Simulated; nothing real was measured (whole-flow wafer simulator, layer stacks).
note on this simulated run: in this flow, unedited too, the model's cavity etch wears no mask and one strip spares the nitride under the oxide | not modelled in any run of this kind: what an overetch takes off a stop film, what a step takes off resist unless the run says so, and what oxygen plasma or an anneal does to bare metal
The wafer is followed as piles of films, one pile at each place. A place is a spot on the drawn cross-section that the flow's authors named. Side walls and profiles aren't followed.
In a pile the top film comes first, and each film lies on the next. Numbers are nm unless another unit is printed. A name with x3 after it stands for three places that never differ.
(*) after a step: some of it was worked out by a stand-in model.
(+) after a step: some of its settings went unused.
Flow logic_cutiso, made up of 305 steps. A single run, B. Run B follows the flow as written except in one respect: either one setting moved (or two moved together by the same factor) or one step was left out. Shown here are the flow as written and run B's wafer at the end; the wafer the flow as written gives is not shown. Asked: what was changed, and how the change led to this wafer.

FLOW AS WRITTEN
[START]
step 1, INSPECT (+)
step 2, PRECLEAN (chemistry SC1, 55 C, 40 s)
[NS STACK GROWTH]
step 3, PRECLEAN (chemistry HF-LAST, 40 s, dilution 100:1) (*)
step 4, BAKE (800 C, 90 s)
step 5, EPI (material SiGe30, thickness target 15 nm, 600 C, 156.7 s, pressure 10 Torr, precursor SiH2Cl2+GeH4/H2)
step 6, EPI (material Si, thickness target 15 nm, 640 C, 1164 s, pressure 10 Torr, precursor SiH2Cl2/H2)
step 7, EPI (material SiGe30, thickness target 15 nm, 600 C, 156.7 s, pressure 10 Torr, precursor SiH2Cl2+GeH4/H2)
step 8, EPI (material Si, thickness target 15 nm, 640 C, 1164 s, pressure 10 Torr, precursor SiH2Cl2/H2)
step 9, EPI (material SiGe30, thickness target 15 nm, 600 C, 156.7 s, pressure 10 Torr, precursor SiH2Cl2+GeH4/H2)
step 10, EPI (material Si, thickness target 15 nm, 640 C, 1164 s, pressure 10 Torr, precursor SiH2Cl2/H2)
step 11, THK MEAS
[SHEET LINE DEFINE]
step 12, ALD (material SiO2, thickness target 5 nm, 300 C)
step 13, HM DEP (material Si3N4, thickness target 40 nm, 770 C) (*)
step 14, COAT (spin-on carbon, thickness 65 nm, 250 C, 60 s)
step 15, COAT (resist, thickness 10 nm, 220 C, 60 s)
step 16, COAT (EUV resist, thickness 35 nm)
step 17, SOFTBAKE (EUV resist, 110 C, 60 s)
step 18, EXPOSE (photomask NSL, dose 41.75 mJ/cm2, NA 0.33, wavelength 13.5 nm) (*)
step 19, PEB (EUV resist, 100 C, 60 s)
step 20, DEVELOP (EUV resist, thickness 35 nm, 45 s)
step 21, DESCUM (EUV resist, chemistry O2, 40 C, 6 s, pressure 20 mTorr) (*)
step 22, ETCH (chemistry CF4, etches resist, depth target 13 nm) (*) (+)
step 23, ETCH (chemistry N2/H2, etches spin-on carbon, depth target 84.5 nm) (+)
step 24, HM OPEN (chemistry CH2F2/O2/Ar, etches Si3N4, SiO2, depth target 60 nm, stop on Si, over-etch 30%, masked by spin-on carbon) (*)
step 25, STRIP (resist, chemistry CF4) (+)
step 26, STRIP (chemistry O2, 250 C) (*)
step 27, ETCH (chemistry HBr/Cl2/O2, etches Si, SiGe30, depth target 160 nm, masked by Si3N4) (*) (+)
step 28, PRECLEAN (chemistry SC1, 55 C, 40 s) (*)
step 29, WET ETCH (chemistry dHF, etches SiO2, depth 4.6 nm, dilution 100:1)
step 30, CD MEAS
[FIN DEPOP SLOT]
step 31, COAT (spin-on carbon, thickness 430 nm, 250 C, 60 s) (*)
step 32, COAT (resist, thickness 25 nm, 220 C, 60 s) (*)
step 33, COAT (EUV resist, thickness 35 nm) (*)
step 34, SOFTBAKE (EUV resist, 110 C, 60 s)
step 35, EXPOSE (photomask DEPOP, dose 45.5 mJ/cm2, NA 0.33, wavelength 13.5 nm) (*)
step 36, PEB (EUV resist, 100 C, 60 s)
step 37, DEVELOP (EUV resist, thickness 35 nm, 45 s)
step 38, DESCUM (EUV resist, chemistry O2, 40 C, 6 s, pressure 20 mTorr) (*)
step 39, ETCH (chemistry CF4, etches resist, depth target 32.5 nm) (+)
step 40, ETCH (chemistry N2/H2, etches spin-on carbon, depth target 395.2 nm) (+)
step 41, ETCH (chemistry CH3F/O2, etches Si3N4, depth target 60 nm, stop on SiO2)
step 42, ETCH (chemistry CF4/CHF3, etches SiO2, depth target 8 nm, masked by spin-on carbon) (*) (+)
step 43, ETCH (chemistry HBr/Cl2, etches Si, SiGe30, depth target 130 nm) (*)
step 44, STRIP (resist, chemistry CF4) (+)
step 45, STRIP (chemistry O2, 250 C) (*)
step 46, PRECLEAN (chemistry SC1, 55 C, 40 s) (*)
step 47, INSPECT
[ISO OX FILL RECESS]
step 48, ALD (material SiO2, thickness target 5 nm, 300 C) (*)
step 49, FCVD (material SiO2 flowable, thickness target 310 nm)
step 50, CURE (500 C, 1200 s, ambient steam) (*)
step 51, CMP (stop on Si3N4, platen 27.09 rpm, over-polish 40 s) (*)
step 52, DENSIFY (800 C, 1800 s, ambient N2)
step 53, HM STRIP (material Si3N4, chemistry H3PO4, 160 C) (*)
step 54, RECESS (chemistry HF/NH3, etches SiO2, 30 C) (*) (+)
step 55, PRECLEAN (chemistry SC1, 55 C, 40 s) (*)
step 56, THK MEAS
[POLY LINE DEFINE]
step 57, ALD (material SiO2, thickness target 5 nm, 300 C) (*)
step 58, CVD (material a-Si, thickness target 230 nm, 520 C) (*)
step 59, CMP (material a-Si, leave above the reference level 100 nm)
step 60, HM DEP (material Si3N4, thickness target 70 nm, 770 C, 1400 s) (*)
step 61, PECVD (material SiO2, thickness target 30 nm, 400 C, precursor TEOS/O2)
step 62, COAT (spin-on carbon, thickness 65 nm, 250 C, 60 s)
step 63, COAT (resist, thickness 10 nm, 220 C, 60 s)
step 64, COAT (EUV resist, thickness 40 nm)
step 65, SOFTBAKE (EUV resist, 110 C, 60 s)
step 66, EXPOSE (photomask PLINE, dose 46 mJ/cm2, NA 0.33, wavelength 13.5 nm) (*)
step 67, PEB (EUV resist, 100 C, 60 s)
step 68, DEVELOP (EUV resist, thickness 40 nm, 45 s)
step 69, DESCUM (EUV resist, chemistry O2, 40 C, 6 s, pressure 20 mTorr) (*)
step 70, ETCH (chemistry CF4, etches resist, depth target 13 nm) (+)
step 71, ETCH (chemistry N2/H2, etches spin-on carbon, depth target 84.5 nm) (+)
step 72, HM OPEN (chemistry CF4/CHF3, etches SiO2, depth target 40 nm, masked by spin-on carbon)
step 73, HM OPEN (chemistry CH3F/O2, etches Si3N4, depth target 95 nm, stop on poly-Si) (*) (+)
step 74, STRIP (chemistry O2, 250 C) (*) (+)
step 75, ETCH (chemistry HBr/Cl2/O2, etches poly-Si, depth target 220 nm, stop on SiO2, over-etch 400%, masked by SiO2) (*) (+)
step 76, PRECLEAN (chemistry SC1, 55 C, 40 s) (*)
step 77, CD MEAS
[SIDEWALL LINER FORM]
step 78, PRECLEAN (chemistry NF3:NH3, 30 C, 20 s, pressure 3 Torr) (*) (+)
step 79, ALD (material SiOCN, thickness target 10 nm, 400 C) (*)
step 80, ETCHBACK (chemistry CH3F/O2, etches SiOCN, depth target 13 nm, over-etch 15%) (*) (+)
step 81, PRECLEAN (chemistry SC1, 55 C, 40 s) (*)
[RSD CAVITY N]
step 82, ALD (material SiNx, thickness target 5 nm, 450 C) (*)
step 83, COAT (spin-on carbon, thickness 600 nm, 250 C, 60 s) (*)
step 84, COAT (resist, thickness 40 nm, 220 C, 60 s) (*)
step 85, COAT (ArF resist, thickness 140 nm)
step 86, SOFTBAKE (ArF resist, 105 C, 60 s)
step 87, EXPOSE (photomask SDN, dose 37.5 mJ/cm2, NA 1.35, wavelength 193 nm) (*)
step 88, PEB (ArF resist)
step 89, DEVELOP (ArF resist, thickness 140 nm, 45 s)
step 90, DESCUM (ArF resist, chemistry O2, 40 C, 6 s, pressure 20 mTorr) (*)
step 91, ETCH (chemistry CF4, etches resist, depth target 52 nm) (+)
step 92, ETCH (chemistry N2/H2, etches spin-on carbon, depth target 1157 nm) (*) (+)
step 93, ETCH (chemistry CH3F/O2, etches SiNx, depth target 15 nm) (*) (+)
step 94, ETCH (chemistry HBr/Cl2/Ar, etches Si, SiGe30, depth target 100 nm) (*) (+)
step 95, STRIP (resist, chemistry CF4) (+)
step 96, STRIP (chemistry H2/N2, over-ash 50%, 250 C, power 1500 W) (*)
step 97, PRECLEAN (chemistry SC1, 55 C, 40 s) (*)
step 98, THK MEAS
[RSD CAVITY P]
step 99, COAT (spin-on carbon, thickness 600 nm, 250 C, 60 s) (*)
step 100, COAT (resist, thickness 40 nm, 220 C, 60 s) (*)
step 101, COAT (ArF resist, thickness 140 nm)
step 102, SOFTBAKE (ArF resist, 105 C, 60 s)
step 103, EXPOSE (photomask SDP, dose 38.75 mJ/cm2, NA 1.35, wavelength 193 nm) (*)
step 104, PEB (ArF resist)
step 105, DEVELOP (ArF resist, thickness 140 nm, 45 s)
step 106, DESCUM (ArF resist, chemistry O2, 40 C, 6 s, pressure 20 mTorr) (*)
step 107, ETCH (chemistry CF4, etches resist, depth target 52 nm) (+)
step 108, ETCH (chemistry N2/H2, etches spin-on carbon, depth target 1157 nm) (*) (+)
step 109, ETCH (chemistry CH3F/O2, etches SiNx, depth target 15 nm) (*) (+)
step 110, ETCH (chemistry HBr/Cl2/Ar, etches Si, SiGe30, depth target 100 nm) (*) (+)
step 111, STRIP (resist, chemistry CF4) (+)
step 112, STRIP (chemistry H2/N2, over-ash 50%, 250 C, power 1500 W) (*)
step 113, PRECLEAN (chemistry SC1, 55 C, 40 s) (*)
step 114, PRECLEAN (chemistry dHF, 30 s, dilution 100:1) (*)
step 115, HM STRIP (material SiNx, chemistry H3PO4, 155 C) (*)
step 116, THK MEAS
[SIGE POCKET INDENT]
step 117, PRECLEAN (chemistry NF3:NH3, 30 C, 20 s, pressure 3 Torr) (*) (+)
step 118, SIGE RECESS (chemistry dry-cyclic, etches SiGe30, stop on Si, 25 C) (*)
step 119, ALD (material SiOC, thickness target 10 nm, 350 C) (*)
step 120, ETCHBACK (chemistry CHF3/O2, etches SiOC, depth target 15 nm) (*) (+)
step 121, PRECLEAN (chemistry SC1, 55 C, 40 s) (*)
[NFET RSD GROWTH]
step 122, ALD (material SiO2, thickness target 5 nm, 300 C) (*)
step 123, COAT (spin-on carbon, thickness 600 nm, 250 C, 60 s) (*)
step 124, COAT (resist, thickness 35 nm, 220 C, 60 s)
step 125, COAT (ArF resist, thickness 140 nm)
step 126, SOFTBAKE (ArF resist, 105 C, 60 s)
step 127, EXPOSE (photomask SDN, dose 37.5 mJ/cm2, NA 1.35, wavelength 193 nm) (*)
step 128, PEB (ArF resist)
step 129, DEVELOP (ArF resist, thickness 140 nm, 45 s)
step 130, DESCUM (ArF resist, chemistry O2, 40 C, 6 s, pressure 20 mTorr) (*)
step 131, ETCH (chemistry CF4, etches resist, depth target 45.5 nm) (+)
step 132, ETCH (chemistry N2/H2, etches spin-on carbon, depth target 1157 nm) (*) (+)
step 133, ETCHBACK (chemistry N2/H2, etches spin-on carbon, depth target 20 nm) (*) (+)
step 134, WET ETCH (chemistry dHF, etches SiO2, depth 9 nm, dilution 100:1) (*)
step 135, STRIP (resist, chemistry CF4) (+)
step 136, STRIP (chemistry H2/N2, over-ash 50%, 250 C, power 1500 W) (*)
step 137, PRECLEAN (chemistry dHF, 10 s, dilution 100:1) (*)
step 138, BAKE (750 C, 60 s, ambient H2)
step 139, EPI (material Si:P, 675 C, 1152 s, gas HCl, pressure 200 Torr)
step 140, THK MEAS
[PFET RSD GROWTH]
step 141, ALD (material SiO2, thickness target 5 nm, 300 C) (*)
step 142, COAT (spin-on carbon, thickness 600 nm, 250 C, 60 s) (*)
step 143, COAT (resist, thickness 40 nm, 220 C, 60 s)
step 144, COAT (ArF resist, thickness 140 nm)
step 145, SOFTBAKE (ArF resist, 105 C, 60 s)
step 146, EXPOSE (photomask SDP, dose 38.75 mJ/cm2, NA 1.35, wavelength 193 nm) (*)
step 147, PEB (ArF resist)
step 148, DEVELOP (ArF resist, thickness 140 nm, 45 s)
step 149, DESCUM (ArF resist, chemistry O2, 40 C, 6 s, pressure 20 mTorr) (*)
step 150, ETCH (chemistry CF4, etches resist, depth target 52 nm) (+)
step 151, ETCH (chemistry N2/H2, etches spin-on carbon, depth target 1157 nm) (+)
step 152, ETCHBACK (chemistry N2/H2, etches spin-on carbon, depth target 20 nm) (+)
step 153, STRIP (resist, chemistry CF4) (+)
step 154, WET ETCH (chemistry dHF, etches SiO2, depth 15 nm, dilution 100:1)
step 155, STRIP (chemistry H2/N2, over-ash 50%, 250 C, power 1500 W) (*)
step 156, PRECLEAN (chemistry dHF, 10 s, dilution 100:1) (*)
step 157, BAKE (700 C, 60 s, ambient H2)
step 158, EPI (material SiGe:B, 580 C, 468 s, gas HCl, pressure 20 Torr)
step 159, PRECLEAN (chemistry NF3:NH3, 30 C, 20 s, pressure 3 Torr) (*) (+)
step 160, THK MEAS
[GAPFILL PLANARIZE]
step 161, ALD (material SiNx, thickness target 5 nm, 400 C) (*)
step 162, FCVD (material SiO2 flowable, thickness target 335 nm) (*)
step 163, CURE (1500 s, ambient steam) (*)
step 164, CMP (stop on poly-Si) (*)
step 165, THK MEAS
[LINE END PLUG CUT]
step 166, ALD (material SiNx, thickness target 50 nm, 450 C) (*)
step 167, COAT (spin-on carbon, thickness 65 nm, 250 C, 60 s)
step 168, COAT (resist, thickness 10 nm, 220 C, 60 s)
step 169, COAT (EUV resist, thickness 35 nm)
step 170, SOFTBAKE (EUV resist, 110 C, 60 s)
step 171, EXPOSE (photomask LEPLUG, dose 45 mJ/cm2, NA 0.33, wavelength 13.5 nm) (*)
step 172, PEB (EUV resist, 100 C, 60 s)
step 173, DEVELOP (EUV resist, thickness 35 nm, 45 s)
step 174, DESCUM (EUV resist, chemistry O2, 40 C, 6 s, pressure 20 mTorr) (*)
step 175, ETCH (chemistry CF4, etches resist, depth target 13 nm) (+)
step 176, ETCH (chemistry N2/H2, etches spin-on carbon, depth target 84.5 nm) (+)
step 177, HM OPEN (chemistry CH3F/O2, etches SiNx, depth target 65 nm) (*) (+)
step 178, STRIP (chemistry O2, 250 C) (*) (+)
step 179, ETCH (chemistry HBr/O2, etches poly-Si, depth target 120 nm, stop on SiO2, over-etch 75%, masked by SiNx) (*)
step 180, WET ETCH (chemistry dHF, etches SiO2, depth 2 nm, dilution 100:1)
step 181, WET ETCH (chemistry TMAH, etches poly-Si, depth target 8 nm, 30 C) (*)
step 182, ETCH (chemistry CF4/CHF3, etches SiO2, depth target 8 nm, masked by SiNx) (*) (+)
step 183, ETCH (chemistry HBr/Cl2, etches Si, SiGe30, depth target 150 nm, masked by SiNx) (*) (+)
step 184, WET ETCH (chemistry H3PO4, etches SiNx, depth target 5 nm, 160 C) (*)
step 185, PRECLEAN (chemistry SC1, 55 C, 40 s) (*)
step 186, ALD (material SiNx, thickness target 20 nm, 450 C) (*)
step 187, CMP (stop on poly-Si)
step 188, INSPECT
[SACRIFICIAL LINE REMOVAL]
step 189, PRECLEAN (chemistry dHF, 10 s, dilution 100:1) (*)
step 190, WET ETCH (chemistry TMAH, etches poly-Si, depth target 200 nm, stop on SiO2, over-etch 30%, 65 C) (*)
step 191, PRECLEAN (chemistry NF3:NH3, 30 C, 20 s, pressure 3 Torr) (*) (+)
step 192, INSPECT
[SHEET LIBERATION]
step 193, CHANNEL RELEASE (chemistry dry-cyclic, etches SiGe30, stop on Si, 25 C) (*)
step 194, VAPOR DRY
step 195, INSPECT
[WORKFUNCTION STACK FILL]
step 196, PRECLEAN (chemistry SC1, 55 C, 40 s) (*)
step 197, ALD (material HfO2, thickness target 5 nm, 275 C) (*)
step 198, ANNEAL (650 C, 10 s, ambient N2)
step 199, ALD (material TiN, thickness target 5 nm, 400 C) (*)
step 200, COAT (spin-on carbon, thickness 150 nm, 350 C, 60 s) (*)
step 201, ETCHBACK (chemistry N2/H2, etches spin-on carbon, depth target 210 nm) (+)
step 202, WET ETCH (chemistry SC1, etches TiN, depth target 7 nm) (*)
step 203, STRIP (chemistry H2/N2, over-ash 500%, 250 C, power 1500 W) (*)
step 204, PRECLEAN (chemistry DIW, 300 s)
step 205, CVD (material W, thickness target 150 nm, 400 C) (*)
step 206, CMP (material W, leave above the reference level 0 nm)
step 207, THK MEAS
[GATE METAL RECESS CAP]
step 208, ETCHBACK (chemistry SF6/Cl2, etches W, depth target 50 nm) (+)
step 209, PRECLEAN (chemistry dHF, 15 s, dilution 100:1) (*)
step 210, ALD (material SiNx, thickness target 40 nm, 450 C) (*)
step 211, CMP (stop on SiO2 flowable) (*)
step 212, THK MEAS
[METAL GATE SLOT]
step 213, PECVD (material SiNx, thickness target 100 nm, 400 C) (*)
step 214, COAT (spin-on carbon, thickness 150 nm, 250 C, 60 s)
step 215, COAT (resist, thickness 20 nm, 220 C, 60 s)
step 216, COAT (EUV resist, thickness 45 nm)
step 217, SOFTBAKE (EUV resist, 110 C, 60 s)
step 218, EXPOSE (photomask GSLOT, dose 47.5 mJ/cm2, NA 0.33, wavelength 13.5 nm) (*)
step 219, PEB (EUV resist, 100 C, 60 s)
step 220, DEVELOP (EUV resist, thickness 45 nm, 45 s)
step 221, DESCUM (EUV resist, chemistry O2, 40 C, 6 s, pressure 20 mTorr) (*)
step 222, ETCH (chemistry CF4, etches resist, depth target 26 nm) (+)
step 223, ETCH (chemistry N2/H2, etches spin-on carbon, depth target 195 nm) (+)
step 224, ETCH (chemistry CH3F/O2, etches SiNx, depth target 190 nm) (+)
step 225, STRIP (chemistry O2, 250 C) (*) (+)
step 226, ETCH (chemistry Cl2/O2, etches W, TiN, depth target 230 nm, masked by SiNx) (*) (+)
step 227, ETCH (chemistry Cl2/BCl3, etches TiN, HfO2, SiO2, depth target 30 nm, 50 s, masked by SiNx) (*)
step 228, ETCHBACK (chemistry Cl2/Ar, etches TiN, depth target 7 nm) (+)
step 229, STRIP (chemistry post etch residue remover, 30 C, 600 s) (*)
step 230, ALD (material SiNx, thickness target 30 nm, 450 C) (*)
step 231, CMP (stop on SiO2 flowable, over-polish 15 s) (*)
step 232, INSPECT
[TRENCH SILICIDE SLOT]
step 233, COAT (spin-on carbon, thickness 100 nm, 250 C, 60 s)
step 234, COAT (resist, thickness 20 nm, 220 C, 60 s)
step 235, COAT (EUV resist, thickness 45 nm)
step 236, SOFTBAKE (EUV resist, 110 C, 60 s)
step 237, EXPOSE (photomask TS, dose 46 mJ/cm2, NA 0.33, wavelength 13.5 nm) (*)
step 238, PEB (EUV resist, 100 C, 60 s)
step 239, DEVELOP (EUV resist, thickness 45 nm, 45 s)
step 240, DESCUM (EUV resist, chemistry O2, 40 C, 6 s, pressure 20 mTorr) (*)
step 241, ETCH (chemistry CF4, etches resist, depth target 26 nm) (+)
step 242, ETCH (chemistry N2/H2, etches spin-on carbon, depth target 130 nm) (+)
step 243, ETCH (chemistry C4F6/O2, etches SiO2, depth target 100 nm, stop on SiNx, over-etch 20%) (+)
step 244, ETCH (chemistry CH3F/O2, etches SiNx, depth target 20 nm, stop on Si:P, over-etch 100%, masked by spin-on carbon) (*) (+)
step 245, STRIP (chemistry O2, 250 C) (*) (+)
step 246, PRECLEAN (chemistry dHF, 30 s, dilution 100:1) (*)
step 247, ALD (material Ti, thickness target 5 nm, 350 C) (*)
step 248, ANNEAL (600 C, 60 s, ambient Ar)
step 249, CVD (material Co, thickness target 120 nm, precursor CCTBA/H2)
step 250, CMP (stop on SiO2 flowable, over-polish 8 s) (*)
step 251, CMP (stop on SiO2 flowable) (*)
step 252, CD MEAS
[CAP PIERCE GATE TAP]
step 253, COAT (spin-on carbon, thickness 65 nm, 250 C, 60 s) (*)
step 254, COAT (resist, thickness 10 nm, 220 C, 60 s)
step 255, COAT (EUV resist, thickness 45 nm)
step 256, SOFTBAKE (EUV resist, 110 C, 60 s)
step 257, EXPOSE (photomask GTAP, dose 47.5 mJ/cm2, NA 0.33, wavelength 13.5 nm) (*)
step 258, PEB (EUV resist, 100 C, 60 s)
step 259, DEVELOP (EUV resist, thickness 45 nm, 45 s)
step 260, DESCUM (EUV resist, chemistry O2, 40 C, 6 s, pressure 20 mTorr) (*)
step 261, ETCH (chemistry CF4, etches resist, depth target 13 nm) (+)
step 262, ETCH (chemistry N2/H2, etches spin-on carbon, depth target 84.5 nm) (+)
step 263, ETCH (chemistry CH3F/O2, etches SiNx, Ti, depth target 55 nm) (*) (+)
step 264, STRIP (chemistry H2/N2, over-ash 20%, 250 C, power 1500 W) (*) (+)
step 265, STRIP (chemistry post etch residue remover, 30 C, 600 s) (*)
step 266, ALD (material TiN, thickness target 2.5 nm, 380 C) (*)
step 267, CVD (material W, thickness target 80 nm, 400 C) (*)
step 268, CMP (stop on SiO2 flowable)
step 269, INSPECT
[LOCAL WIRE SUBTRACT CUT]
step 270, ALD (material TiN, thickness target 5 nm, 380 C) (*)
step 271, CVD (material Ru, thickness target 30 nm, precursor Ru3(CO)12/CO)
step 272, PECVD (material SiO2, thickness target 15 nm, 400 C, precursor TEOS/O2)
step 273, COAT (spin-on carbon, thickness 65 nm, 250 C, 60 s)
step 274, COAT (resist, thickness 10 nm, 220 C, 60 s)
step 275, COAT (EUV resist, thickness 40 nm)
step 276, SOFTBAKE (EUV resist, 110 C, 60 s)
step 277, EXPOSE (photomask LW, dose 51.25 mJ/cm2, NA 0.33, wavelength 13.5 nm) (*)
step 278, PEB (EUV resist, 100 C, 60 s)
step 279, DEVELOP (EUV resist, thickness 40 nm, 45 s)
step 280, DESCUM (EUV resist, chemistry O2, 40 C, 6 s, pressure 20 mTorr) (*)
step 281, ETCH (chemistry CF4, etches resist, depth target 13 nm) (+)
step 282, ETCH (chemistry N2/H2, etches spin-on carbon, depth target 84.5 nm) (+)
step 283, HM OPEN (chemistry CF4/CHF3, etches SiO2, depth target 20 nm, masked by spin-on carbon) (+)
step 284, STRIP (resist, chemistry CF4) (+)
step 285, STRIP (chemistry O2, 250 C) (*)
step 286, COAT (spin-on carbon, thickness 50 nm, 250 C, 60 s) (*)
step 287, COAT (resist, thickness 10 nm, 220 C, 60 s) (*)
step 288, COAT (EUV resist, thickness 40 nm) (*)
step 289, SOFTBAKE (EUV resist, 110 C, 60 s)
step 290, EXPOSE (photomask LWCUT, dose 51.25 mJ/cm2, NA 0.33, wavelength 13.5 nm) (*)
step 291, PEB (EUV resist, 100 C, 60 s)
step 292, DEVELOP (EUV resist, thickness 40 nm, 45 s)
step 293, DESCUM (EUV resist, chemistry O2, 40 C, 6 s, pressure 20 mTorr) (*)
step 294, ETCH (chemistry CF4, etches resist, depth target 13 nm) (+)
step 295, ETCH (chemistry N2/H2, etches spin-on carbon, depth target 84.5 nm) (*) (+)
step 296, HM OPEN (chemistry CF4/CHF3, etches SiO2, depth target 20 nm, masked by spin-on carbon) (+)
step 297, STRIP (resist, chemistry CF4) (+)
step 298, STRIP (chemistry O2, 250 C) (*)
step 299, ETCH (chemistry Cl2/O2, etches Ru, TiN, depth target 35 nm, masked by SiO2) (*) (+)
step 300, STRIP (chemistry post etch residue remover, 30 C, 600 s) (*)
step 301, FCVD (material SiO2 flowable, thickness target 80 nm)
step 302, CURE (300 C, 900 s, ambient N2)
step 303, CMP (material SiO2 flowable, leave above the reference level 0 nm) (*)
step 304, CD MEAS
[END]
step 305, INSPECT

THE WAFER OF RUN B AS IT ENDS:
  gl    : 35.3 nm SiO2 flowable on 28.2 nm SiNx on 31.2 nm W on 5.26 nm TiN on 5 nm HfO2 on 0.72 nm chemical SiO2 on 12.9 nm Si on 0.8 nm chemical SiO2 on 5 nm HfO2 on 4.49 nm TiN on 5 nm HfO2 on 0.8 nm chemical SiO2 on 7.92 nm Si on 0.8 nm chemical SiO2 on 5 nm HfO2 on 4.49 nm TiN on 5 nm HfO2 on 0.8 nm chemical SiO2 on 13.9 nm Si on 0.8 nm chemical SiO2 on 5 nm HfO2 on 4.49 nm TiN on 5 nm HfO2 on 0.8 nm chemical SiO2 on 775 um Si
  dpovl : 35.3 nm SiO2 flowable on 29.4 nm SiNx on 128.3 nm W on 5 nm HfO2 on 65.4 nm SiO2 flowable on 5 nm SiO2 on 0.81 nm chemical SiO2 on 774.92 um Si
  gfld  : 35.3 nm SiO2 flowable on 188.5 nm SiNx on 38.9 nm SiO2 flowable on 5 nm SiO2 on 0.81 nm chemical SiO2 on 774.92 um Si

The reason: step 8, EPI: thickness target 9 nm was run, though the flow has thickness target 15 nm; step 8, EPI: 698.6 s was run, where the flow has 1164 s.

Step by step, how the change led to this:
  step 8, EPI (material Si, thickness target 15 nm, 640 C, 1164 s, pressure 10 Torr, precursor SiH2Cl2/H2)
      depop, dpovl, gfld and 19 more: Si gains 9 (new film) (it would be, as written: Si gains 15 (new film))
  step 27, ETCH (chemistry HBr/Cl2/O2, etches Si, SiGe30, depth target 160 nm, masked by Si3N4) (*) (+)
      gfld, gxf, iso, lnri: chemical SiO2 loses 0.79 (all of it), Si loses 11.4 (all of it), SiGe30 loses 15 (all of it), Si loses 9 (all of it), SiGe30 loses 15 (all of it), Si loses 15 (all of it), SiGe30 loses 15 (all of it), Si loses 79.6 (it would be, as written: chemical SiO2 loses 0.79 (all of it), Si loses 11.4 (all of it), SiGe30 loses 15 (all of it), Si loses 15 (all of it), SiGe30 loses 15 (all of it), Si loses 15 (all of it), SiGe30 loses 15 (all of it), Si loses 73.6)
      dpovl, nsgap: chemical SiO2 loses 0.79 (all of it), Si loses 11.8 (all of it), SiGe30 loses 15 (all of it), Si loses 9 (all of it), SiGe30 loses 15 (all of it), Si loses 15 (all of it), SiGe30 loses 15 (all of it), Si loses 79.2 (it would be, as written: chemical SiO2 loses 0.79 (all of it), Si loses 11.8 (all of it), SiGe30 loses 15 (all of it), Si loses 15 (all of it), SiGe30 loses 15 (all of it), Si loses 15 (all of it), SiGe30 loses 15 (all of it), Si loses 73.2)
      (as well as at 1 more place)
  step 43, ETCH (chemistry HBr/Cl2, etches Si, SiGe30, depth target 130 nm) (*)
      depop: Si loses 14 (all of it), SiGe30 loses 15 (all of it), Si loses 9 (all of it), SiGe30 loses 15 (all of it), Si loses 15 (all of it), SiGe30 loses 15 (all of it), Si loses 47 (it would be, as written: Si loses 14 (all of it), SiGe30 loses 15 (all of it), Si loses 15 (all of it), SiGe30 loses 15 (all of it), Si loses 15 (all of it), SiGe30 loses 15 (all of it), Si loses 41)
  step 94, ETCH (chemistry HBr/Cl2/Ar, etches Si, SiGe30, depth target 100 nm) (*) (+)
      rsdn, rsdx: chemical SiO2 loses 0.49 (all of it), Si loses 12.8 (all of it), SiGe30 loses 15 (all of it), Si loses 9 (all of it), SiGe30 loses 15 (all of it), Si loses 15 (all of it), SiGe30 loses 15 (all of it), Si loses 18.2 (it would be, as written: chemical SiO2 loses 0.49 (all of it), Si loses 12.8 (all of it), SiGe30 loses 15 (all of it), Si loses 15 (all of it), SiGe30 loses 15 (all of it), Si loses 15 (all of it), SiGe30 loses 15 (all of it), Si loses 12.2)
  step 110, ETCH (chemistry HBr/Cl2/Ar, etches Si, SiGe30, depth target 100 nm) (*) (+)
      rsdp, rsdw: chemical SiO2 loses 0.49 (all of it), Si loses 12.8 (all of it), SiGe30 loses 15 (all of it), Si loses 9 (all of it), SiGe30 loses 15 (all of it), Si loses 15 (all of it), SiGe30 loses 15 (all of it), Si loses 18.2 (it would be, as written: chemical SiO2 loses 0.49 (all of it), Si loses 12.8 (all of it), SiGe30 loses 15 (all of it), Si loses 15 (all of it), SiGe30 loses 15 (all of it), Si loses 15 (all of it), SiGe30 loses 15 (all of it), Si loses 12.2)
  step 183, ETCH (chemistry HBr/Cl2, etches Si, SiGe30, depth target 150 nm, masked by SiNx) (*) (+)
      plug: Si loses 13.6 (all of it), SiGe30 loses 15 (all of it), Si loses 9 (all of it), SiGe30 loses 15 (all of it), Si loses 15 (all of it), SiGe30 loses 15 (all of it), Si loses 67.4 (it would be, as written: Si loses 13.6 (all of it), SiGe30 loses 15 (all of it), Si loses 15 (all of it), SiGe30 loses 15 (all of it), Si loses 15 (all of it), SiGe30 loses 15 (all of it), Si loses 61.4)
